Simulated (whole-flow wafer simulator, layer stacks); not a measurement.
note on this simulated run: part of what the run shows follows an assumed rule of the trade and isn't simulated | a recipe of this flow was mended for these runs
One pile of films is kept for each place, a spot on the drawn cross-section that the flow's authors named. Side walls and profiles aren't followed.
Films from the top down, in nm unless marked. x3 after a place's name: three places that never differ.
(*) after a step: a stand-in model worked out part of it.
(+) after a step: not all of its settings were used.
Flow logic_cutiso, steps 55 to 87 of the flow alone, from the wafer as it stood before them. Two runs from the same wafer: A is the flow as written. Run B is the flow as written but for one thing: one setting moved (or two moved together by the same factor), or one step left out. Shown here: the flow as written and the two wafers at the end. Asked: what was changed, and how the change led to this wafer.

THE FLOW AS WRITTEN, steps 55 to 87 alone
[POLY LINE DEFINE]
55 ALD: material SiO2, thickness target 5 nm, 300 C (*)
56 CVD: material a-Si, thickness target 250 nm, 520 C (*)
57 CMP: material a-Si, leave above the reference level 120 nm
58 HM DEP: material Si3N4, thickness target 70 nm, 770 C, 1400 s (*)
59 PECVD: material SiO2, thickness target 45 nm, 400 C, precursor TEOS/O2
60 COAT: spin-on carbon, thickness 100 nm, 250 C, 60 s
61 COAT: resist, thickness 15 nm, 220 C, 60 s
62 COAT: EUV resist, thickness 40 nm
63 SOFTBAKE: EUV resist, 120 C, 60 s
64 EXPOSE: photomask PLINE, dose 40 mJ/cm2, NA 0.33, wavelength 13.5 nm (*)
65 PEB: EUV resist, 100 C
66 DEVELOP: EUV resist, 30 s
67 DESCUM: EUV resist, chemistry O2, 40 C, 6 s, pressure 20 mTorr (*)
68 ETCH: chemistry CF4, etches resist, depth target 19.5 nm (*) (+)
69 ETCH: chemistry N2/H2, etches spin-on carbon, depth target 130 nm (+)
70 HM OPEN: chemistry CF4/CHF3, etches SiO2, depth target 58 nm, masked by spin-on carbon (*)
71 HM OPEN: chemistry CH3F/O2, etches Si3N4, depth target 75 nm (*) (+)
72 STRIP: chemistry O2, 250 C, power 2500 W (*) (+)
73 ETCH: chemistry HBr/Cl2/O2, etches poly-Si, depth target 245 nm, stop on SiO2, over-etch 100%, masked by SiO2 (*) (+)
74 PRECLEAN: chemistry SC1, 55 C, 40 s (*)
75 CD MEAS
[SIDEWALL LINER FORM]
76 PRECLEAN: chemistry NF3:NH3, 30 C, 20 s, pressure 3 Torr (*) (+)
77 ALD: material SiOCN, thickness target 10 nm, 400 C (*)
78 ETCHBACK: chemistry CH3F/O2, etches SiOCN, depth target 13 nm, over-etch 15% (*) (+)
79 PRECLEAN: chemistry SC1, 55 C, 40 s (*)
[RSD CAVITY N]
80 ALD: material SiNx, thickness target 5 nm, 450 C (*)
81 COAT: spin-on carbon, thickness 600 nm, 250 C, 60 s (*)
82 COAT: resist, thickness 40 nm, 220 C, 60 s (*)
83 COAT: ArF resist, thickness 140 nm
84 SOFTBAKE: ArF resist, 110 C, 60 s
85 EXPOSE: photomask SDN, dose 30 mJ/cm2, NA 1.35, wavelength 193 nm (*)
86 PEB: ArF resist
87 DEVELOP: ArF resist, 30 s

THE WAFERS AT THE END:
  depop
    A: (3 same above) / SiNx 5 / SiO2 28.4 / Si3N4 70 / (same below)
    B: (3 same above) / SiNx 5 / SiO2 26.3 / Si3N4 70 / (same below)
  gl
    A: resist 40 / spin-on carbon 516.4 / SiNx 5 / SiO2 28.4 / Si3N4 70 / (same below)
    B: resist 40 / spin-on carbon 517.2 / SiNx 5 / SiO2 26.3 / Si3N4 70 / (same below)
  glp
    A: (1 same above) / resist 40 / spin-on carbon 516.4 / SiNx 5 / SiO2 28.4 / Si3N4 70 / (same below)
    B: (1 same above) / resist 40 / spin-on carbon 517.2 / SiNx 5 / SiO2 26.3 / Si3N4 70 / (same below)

The cause: step 73, ETCH: depth target 156.8 nm was run, where the flow has depth target 245 nm.

How the change led to this, step by step:
  73 ETCH: chemistry HBr/Cl2/O2, etches poly-Si, depth target 245 nm, stop on SiO2, over-etch 100%, masked by SiO2 (*) (+)
      depop, dpovl x3, gfld and 8 more: A SiO2 -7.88 | B SiO2 -10
      lnr, lnrp, lnrt, rsdn, rsdp, rsdw, rsdx: A chemical SiO2 -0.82 (all of it), poly-Si -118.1 (all of it), SiO2 -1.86 | B chemical SiO2 -0.82 (all of it), poly-Si -118.1 (all of it), SiO2 -0.98
      (and at 2 more places)
  76 PRECLEAN: chemistry NF3:NH3, 30 C, 20 s, pressure 3 Torr (*) (+)
      lnr, lnrp, lnrt, rsdn, rsdp, rsdw, rsdx: A SiO2 -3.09 (all of it), chemical SiO2 -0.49 (all of it) | B SiO2 -3.97 (all of it), chemical SiO2 -0.49 (all of it)
      iso, lnri: A SiO2 -3.56 (all of it), SiO2 flowable -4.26 | B SiO2 -4.44 (all of it), SiO2 flowable -3.23
